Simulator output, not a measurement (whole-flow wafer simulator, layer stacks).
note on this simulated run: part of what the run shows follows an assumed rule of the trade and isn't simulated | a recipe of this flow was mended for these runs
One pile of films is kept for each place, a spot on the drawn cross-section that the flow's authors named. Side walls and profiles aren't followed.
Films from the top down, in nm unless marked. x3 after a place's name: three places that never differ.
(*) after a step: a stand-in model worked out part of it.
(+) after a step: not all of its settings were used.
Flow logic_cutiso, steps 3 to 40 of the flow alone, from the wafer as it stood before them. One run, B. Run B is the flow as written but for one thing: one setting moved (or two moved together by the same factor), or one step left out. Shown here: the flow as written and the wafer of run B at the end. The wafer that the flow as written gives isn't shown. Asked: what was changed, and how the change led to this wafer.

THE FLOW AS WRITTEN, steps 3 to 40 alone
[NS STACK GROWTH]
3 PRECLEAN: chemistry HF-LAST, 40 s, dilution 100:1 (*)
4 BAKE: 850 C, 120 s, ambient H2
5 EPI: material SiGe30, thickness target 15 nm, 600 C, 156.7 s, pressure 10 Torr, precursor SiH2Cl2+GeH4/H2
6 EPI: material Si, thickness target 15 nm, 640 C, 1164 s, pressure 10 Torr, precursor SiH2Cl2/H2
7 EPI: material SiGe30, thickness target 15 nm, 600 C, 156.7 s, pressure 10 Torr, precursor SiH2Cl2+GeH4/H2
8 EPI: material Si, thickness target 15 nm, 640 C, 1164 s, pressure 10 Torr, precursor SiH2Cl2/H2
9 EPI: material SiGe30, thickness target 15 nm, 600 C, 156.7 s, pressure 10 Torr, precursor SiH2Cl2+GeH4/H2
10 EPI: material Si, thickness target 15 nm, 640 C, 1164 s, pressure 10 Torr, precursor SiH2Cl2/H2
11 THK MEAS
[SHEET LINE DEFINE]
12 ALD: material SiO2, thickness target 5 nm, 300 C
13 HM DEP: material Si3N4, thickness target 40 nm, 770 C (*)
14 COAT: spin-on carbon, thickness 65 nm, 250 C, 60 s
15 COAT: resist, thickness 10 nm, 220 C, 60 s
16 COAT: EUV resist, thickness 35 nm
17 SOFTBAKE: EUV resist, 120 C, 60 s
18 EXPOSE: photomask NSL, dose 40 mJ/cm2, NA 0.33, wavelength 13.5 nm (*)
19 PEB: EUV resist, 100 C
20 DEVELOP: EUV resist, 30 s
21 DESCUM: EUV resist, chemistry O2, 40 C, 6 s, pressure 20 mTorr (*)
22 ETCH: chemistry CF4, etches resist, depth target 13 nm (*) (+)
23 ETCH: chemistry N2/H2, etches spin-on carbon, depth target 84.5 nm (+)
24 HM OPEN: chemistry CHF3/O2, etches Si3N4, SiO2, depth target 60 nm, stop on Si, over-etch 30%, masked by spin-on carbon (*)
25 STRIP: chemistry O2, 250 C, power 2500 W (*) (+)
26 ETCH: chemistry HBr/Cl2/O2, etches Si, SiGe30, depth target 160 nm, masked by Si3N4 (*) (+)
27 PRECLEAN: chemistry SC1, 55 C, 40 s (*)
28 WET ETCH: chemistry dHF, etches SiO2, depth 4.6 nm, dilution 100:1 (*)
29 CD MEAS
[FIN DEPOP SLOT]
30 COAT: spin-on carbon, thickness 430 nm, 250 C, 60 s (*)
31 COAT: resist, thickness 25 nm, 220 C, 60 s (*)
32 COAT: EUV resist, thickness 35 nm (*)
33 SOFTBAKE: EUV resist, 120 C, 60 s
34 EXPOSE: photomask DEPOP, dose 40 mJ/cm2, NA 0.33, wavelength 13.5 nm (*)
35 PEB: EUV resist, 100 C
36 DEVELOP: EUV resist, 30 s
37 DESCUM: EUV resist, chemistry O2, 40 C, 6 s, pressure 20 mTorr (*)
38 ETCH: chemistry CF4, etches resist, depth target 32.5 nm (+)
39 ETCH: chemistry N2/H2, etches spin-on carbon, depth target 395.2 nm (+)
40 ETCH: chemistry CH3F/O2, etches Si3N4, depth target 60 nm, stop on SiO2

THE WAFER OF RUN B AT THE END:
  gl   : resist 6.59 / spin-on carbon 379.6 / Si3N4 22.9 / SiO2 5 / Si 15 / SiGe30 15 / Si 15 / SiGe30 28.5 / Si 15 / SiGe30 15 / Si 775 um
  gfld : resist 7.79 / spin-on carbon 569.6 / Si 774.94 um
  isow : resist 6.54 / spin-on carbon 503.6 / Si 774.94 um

The cause: step 7, EPI: thickness target 28.5 nm was run, where the flow has thickness target 15 nm; step 7, EPI: 297.7 s was run, where the flow has 156.7 s.
It can be read off the wafer: gl has SiGe30 28.5, and step 7 as written asks for 15 nm.

How the change led to this, step by step:
  7 EPI: material SiGe30, thickness target 15 nm, 600 C, 156.7 s, pressure 10 Torr, precursor SiH2Cl2+GeH4/H2
      depop, dpovl, gfld and 19 more: SiGe30 +28.5 (new film) (as written it would be: SiGe30 +15 (new film))
  26 ETCH: chemistry HBr/Cl2/O2, etches Si, SiGe30, depth target 160 nm, masked by Si3N4 (*) (+)
      dpovl, gfld, gxf, iso, isow, lnri, nsgap: chemical SiO2 -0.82 (all of it), Si -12 (all of it), SiGe30 -15 (all of it), Si -15 (all of it), SiGe30 -28.5 (all of it), Si -15 (all of it), SiGe30 -15 (all of it), Si -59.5 (as written it would be: chemical SiO2 -0.82 (all of it), Si -12 (all of it), SiGe30 -15 (all of it), Si -15 (all of it), SiGe30 -15 (all of it), Si -15 (all of it), SiGe30 -15 (all of it), Si -73)
